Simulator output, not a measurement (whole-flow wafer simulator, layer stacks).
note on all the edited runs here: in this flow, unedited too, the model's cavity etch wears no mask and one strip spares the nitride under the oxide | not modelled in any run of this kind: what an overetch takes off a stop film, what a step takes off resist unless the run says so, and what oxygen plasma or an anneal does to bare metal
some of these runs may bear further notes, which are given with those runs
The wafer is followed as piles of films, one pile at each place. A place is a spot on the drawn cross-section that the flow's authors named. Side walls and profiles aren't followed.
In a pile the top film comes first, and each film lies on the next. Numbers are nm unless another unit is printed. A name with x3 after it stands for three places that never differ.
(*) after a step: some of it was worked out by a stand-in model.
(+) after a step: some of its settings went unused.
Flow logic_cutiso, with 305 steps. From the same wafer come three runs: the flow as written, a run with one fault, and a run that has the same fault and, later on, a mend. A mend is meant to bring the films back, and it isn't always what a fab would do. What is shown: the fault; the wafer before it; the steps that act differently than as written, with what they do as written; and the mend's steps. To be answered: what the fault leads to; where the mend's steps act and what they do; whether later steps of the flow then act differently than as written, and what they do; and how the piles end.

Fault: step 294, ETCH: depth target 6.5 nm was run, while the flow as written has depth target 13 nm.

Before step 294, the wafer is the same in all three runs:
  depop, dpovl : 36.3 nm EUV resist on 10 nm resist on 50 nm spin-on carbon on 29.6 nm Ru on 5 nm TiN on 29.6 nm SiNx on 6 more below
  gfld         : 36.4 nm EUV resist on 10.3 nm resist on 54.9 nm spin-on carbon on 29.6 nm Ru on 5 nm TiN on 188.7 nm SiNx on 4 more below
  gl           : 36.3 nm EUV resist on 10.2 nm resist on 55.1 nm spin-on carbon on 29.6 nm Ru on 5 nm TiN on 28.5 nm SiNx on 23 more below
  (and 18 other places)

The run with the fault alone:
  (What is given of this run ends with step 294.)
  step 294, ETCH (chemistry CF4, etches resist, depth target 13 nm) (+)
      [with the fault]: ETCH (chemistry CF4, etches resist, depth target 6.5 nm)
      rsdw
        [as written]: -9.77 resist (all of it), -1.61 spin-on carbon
        [with the fault]: -6.5 resist
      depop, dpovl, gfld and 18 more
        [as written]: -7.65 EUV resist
        [with the fault]: -3.82 EUV resist
  The piles after step 294 differ from the flow's at depop, dpovl, gfld and 19 more by more than 2% or 0.5 nm, whichever is larger.
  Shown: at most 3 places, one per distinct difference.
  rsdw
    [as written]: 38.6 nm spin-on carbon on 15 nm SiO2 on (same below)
    [with the fault]: 3.27 nm resist on 40.2 nm spin-on carbon on 15 nm SiO2 on (same below)
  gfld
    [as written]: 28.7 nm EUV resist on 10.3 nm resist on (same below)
    [with the fault]: 32.5 nm EUV resist on 10.3 nm resist on (same below)
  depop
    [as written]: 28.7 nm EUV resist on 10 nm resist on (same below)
    [with the fault]: 32.5 nm EUV resist on 10 nm resist on (same below)

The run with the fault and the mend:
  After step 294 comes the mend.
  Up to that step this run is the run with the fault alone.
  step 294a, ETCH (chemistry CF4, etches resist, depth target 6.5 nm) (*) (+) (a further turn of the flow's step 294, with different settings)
      depop, dpovl, gfld and 18 more
        -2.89 EUV resist
      rsdw
        -3.27 resist (all of it), -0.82 spin-on carbon
  Later steps of the flow acting differently than as written (2 more steps, not shown, differ only slightly: by at most 2% or 0.5 nm, whichever is larger):
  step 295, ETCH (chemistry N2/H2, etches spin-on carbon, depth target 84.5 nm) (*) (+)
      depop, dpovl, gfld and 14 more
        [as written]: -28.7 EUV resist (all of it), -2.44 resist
        [with the mend]: -29.6 EUV resist (all of it), -2.48 resist
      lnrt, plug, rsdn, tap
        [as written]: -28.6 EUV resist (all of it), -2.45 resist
        [with the mend]: -29.6 EUV resist (all of it), -2.48 resist
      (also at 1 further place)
  The piles end the same as the flow's at every place that both follow.
